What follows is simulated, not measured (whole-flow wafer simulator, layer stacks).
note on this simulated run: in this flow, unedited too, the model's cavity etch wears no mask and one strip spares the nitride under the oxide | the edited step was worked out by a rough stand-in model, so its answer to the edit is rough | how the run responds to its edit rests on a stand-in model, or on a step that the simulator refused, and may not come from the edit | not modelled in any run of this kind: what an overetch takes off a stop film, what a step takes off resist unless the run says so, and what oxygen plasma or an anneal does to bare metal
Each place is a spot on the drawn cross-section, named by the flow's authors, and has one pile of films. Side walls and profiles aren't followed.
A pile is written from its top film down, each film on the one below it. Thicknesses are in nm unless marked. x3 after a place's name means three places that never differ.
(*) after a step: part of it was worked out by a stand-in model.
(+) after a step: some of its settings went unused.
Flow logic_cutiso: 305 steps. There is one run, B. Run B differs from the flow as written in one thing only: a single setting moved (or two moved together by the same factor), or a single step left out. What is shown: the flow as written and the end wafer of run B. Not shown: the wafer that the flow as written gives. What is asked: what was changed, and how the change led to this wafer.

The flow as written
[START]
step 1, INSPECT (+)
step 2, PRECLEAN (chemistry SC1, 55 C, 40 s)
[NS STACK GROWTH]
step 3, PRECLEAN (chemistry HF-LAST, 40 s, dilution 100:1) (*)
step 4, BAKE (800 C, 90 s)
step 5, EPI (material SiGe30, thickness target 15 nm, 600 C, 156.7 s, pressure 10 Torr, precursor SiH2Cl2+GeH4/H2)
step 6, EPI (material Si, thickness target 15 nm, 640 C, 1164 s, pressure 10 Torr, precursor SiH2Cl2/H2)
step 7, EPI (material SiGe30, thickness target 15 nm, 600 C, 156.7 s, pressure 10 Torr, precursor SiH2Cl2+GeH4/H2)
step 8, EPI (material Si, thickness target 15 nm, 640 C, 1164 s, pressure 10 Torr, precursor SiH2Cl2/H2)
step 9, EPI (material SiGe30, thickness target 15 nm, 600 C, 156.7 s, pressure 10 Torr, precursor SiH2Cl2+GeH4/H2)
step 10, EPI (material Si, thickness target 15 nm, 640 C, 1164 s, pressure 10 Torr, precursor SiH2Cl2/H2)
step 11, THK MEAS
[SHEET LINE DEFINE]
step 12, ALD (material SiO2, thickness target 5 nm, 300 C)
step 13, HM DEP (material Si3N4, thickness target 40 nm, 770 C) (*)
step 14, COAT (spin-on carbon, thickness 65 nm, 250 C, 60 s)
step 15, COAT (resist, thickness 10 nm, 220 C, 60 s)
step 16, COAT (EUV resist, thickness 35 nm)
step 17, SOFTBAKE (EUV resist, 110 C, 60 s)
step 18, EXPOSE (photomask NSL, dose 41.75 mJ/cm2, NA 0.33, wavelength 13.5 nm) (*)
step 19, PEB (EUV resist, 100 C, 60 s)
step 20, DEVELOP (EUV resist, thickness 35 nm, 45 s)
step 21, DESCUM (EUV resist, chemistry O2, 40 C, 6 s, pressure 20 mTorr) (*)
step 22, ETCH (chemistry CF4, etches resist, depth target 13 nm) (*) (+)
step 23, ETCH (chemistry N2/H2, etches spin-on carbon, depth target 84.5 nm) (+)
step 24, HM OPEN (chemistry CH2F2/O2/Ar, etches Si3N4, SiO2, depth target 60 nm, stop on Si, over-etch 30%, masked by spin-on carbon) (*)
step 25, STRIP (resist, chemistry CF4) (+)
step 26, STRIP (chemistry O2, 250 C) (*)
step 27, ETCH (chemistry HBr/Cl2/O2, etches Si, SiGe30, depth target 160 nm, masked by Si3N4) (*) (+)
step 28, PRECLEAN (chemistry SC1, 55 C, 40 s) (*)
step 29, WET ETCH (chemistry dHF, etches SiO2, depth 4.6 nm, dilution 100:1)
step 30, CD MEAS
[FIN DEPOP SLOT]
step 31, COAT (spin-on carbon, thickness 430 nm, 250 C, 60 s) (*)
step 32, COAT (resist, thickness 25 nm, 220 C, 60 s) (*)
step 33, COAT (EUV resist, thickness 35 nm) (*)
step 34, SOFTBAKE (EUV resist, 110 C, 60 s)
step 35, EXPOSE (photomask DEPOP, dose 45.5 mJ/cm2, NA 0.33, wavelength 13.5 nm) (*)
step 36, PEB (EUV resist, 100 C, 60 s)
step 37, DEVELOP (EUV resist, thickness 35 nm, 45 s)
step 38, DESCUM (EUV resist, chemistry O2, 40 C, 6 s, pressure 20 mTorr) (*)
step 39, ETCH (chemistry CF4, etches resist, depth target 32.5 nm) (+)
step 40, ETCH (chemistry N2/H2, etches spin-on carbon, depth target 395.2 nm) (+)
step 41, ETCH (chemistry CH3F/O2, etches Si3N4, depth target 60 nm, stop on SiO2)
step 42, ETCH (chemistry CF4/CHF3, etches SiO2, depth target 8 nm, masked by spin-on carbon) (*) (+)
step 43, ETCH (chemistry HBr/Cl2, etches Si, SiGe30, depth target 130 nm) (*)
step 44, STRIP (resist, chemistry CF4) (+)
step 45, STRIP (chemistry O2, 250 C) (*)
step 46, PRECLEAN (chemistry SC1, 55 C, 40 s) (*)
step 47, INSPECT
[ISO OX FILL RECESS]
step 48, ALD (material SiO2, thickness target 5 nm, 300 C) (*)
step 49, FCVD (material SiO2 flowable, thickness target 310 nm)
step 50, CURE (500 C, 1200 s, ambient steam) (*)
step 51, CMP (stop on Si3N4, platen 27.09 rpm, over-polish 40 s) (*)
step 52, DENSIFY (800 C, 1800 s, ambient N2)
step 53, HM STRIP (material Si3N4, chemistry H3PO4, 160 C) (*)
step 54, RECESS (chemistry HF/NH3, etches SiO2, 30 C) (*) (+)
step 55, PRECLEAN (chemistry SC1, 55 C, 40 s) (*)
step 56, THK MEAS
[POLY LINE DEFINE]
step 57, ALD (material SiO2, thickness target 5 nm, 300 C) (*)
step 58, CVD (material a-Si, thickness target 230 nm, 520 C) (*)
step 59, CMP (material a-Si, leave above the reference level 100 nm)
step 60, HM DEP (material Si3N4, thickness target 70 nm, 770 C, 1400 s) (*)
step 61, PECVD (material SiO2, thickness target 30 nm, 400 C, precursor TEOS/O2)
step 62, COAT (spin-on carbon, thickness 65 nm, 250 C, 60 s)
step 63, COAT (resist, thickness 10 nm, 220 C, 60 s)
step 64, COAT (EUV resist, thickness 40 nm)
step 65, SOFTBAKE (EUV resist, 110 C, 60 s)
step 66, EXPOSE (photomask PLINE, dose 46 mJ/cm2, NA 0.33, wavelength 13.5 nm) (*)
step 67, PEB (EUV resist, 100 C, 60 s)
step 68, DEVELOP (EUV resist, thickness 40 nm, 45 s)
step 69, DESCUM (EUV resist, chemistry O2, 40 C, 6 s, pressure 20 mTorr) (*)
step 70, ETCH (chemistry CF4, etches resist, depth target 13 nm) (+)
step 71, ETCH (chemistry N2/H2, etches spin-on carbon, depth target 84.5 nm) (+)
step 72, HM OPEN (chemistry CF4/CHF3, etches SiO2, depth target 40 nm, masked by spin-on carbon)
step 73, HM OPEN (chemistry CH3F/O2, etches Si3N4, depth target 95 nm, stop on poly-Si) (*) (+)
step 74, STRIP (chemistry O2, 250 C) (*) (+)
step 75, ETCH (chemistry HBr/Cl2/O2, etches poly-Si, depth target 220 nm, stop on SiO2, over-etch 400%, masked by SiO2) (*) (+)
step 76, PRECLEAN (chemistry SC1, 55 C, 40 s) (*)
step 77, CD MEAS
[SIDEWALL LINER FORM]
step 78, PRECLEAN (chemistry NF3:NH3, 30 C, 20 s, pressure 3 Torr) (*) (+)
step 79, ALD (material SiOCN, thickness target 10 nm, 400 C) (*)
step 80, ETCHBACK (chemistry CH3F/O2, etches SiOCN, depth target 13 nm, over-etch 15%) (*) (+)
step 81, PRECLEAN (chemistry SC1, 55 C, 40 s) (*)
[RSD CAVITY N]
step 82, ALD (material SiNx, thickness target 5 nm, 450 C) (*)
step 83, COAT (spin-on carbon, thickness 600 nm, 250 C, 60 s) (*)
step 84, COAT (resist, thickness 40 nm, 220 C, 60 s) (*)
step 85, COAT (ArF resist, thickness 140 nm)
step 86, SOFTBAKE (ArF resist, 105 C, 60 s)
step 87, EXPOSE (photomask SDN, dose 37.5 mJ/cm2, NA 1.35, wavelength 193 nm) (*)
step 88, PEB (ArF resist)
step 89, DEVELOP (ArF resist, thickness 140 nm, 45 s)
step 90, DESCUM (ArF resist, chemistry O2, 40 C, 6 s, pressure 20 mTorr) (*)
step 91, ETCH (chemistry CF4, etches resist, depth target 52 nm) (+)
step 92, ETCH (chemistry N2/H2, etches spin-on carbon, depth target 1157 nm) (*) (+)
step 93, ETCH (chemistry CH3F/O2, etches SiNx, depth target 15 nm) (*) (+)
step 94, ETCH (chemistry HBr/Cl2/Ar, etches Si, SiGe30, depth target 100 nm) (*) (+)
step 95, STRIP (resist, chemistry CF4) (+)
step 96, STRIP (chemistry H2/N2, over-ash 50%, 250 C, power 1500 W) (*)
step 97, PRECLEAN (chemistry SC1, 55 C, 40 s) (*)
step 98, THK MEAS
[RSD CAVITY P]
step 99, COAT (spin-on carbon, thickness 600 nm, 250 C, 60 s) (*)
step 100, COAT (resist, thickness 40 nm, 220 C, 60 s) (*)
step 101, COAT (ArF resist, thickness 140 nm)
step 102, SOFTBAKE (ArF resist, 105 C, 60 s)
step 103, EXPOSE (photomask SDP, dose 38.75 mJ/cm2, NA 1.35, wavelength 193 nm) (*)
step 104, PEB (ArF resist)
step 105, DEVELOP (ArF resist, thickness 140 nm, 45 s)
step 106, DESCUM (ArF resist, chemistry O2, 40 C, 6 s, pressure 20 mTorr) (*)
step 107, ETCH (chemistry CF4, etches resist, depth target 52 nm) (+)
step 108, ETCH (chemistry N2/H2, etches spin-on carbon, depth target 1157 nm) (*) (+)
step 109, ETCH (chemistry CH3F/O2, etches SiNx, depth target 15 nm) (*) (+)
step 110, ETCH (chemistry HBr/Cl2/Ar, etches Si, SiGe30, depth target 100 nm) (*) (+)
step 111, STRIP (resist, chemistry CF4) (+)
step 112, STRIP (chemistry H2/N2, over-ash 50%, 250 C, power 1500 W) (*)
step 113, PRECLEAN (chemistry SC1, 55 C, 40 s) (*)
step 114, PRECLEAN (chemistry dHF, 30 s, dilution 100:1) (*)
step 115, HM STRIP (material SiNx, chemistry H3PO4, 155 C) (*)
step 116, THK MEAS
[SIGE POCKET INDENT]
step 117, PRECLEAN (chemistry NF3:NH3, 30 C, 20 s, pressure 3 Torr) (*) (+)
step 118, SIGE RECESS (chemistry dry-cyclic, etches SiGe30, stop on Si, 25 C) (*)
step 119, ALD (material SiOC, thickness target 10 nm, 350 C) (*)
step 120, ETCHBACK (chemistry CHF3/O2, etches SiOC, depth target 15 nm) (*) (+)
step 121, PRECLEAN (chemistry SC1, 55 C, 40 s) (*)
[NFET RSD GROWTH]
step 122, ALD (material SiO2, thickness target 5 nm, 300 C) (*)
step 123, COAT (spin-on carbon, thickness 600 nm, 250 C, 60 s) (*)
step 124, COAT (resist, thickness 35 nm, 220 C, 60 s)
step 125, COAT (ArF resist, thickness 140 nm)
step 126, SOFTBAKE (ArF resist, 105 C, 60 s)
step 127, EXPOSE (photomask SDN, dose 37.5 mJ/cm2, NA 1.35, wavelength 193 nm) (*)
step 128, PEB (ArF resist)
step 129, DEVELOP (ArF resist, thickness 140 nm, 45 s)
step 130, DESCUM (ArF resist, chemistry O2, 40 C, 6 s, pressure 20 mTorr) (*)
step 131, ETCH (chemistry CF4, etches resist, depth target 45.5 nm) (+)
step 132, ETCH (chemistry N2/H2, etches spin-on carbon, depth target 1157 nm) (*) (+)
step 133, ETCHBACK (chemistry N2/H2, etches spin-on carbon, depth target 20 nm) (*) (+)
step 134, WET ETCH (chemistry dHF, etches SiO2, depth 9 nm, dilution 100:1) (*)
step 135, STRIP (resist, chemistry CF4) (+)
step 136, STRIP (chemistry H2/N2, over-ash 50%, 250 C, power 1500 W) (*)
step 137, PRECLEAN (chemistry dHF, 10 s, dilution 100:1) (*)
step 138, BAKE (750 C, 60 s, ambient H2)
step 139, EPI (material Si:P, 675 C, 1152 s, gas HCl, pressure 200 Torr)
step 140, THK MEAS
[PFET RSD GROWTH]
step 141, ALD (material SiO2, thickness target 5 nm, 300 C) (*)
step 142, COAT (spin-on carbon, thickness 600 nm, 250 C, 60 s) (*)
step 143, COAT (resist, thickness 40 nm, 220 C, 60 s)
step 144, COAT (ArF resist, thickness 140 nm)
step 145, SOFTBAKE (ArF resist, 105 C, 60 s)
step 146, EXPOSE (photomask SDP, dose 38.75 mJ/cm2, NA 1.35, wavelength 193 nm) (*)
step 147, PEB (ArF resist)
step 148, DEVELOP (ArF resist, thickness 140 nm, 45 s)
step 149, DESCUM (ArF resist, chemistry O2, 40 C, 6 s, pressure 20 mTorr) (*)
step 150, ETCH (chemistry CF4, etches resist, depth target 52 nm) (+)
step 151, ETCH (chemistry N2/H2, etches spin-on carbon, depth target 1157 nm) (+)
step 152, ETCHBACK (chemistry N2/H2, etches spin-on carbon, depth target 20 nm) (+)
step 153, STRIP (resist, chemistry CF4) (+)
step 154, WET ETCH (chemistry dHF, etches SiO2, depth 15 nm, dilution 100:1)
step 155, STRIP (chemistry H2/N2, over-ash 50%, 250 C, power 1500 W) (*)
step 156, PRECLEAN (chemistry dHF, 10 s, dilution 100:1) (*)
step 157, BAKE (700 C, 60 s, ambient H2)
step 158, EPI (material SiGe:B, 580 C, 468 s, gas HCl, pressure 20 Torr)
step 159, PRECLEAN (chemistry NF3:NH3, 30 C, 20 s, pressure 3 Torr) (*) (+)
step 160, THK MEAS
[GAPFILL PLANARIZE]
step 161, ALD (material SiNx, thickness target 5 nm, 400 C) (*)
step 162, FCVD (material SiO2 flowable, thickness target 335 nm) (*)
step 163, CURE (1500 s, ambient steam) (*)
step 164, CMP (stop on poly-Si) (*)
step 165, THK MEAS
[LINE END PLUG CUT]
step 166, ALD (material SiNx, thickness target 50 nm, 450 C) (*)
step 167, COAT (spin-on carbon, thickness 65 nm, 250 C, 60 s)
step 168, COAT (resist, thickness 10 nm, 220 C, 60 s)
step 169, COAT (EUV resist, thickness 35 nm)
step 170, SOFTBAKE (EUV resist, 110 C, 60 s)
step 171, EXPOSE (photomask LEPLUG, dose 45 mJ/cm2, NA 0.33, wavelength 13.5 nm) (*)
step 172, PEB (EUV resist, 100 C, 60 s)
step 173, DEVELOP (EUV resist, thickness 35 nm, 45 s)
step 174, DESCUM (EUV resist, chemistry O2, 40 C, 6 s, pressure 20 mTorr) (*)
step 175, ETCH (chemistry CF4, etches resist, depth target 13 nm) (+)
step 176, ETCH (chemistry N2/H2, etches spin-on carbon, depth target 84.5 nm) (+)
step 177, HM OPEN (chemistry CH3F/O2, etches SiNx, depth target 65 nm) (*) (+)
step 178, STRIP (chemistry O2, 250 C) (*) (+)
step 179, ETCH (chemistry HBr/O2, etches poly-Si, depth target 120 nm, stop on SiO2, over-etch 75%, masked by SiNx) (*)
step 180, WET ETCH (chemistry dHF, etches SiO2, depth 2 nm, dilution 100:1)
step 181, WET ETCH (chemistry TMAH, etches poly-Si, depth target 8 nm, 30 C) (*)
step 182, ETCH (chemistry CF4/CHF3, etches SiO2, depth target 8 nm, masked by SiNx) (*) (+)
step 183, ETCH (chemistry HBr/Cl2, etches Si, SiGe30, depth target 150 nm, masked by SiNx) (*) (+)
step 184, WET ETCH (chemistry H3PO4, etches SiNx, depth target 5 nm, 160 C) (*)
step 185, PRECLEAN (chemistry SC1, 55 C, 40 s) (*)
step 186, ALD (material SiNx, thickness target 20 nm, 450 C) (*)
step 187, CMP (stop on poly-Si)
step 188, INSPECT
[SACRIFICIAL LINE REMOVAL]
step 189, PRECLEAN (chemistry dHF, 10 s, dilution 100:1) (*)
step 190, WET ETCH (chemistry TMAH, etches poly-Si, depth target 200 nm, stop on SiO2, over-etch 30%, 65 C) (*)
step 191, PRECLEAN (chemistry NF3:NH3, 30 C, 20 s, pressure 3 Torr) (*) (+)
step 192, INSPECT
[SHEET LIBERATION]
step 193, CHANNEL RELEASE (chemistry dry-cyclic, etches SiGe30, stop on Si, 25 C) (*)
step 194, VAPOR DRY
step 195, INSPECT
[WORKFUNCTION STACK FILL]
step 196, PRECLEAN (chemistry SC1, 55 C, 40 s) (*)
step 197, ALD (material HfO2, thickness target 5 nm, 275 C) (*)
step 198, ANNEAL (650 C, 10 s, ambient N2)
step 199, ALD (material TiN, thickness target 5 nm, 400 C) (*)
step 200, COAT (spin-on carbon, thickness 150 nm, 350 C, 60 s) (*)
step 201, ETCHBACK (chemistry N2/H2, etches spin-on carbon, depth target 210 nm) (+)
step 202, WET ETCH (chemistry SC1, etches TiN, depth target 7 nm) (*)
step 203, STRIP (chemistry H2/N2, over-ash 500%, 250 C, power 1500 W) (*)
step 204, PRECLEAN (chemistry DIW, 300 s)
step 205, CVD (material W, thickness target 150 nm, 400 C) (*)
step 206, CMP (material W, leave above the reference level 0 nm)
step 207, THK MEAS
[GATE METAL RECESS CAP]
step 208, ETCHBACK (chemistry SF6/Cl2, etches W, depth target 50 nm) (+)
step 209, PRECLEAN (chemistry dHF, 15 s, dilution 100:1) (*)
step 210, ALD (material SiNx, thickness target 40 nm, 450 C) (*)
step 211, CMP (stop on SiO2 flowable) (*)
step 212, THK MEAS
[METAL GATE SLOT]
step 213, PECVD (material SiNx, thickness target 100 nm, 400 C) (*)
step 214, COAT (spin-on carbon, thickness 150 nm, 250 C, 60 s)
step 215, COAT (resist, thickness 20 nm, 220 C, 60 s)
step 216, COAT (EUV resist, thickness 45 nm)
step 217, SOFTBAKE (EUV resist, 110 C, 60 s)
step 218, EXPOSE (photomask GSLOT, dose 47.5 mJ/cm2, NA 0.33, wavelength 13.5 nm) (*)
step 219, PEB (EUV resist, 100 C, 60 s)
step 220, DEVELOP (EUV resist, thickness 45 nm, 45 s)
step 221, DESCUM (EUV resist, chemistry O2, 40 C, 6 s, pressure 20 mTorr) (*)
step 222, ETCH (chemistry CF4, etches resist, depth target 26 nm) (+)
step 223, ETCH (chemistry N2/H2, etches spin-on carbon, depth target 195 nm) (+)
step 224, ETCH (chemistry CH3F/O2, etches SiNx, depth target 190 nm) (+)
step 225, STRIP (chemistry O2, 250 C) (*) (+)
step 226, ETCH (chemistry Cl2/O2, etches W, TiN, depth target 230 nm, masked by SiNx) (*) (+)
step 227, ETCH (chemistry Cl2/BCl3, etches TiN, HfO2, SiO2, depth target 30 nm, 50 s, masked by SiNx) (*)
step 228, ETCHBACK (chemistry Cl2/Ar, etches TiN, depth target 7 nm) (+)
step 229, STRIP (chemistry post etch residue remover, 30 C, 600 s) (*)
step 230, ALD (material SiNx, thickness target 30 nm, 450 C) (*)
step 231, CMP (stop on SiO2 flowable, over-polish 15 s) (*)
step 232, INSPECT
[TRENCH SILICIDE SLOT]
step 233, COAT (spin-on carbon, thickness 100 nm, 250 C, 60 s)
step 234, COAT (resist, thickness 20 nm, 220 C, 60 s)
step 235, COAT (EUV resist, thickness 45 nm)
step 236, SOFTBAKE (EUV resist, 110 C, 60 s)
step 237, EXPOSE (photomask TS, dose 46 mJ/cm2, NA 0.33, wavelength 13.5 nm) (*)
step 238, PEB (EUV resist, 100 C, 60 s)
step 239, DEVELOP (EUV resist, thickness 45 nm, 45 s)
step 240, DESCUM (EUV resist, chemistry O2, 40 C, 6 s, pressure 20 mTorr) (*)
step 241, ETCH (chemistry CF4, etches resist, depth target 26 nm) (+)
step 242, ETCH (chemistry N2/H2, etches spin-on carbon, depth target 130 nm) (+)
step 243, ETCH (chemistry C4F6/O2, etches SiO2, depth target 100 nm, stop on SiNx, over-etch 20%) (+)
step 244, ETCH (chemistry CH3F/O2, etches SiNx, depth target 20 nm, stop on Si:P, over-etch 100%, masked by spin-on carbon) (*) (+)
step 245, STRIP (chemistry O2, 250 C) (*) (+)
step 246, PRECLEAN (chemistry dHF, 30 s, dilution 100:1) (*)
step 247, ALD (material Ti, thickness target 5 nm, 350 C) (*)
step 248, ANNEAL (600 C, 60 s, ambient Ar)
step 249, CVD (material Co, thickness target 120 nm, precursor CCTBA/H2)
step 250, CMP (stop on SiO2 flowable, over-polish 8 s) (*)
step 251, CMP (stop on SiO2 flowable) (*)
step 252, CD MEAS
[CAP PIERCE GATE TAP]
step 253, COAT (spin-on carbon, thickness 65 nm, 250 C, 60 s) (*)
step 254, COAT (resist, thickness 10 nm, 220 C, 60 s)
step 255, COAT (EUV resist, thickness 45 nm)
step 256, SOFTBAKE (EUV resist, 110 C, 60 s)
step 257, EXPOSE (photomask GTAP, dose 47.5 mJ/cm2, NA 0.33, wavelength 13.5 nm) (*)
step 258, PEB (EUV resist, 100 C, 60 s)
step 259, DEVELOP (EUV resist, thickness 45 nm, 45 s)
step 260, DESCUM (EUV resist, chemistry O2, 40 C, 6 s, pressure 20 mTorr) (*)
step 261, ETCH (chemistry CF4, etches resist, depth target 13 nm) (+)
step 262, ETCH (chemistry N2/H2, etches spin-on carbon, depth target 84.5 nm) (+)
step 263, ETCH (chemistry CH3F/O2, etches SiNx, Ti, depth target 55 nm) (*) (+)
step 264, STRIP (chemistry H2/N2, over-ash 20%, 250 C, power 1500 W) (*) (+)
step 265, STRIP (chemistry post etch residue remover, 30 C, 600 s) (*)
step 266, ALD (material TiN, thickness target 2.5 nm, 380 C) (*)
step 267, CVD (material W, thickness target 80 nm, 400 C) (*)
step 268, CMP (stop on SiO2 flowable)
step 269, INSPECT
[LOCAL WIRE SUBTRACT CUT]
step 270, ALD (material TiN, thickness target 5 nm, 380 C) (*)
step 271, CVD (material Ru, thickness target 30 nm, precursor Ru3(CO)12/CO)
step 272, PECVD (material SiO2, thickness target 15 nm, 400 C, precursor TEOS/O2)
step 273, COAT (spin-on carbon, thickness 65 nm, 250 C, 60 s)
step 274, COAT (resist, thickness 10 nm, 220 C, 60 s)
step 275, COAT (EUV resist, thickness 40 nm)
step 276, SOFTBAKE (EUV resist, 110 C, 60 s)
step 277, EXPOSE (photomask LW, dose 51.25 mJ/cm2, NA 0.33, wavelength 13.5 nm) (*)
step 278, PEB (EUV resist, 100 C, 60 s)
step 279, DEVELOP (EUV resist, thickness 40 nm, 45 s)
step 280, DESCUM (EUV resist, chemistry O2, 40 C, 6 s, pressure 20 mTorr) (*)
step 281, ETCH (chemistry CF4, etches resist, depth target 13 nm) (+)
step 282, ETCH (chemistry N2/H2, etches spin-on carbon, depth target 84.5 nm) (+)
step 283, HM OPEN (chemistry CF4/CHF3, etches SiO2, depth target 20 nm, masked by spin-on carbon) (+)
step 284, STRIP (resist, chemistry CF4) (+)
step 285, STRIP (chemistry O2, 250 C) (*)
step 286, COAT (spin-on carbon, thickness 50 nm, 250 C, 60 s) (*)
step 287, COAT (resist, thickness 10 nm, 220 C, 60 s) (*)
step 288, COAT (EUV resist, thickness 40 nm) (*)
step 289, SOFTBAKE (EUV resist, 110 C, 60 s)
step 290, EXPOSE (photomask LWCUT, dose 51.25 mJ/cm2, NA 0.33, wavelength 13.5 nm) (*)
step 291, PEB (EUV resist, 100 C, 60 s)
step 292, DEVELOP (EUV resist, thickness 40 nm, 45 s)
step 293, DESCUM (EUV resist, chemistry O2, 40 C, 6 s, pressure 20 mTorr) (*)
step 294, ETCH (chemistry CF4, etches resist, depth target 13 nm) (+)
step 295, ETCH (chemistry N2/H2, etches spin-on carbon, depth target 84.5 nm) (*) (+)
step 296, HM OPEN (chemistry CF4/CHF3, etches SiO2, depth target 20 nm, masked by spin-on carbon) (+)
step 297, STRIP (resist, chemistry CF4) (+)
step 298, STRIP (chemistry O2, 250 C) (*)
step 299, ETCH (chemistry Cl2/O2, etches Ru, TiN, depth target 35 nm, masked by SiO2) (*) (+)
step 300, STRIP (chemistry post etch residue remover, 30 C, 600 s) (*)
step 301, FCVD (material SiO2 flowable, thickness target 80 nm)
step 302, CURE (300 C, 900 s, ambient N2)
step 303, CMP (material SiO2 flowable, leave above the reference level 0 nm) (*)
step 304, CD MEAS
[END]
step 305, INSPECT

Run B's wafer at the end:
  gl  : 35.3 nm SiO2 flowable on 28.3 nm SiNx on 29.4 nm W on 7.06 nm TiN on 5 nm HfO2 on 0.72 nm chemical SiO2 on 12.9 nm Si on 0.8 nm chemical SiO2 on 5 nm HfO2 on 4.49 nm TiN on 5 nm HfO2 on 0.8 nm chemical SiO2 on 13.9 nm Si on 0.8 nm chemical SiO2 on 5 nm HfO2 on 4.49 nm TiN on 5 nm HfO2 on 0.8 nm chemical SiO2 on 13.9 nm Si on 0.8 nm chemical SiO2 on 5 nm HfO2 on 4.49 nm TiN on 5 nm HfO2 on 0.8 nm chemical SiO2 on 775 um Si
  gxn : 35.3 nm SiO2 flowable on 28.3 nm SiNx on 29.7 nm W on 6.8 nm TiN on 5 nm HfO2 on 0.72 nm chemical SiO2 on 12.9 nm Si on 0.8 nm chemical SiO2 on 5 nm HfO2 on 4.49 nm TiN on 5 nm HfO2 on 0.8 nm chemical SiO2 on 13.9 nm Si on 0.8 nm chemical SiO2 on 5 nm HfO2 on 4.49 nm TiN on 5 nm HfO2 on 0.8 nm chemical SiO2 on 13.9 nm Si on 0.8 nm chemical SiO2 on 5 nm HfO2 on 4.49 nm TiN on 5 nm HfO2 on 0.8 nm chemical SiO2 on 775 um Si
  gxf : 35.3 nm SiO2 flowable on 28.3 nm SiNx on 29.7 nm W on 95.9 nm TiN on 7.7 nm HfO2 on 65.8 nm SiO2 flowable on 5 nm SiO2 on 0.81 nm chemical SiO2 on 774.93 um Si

What caused this: step 199, ALD: thickness target 6.8 nm was run, while the flow as written has thickness target 5 nm.
The wafer itself shows it: gxn has TiN 6.8, and step 199 as written asks for 5 nm.

The path from the change to this, step by step:
  step 199, ALD (material TiN, thickness target 5 nm, 400 C) (*)
      depop, dpovl, iso and 11 more: TiN gains 6.8 (new film) (in the flow as written it would be: TiN gains 5 (new film))
      gl, glp, tap: TiN gains 7.06 (new film), TiN gains 4.49 (new film), cavity loses 4.49 (all of it), TiN gains 4.49 (new film), cavity loses 4.49 (all of it), TiN gains 4.49 (new film), cavity loses 4.49 (all of it) (in the flow as written it would be: TiN gains 5.26 (new film), TiN gains 4.49 (new film), cavity loses 4.49 (all of it), TiN gains 4.49 (new film), cavity loses 4.49 (all of it), TiN gains 4.49 (new film), cavity loses 4.49 (all of it))
      (also at 5 further places)
  step 200, COAT (spin-on carbon, thickness 150 nm, 350 C, 60 s) (*)
      gxn, gxp: spin-on carbon gains 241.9 (new film) (in the flow as written it would be: spin-on carbon gains 236.9 (new film))
      lnr, lnrp: spin-on carbon gains 138.6 (new film) (in the flow as written it would be: spin-on carbon gains 133.9 (new film))
      (also at 11 further places)
  step 201, ETCHBACK (chemistry N2/H2, etches spin-on carbon, depth target 210 nm) (+)
      lnr, lnrp: spin-on carbon loses 138.6 (all of it) (in the flow as written it would be: spin-on carbon loses 133.9 (all of it))
      rsdn, rsdw: spin-on carbon loses 150.6 (all of it) (in the flow as written it would be: spin-on carbon loses 145.8 (all of it))
      (also at 8 further places)
  step 202, WET ETCH (chemistry SC1, etches TiN, depth target 7 nm) (*)
      depop, dpovl, iso and 12 more: TiN loses 6.8 (all of it) (in the flow as written it would be: TiN loses 5 (all of it))
  step 203, STRIP (chemistry H2/N2, over-ash 500%, 250 C, power 1500 W) (*)
      gl, glp: spin-on carbon loses 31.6 (all of it) (in the flow as written it would be: spin-on carbon loses 26.7 (all of it))
      gxn, gxp: spin-on carbon loses 31.7 (all of it) (in the flow as written it would be: spin-on carbon loses 26.8 (all of it))
      (also at 3 further places)
  step 205, CVD (material W, thickness target 150 nm, 400 C) (*)
      gxf: W gains 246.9 (new film) (in the flow as written it would be: W gains 337.8 (new film))
  step 226, ETCH (chemistry Cl2/O2, etches W, TiN, depth target 230 nm, masked by SiNx) (*) (+)
      gfld: W loses 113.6 (all of it), TiN loses 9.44 (all of it), HfO2 loses 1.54 (in the flow as written it would be: W loses 115.4 (all of it), TiN loses 7.64 (all of it), HfO2 loses 1.54)
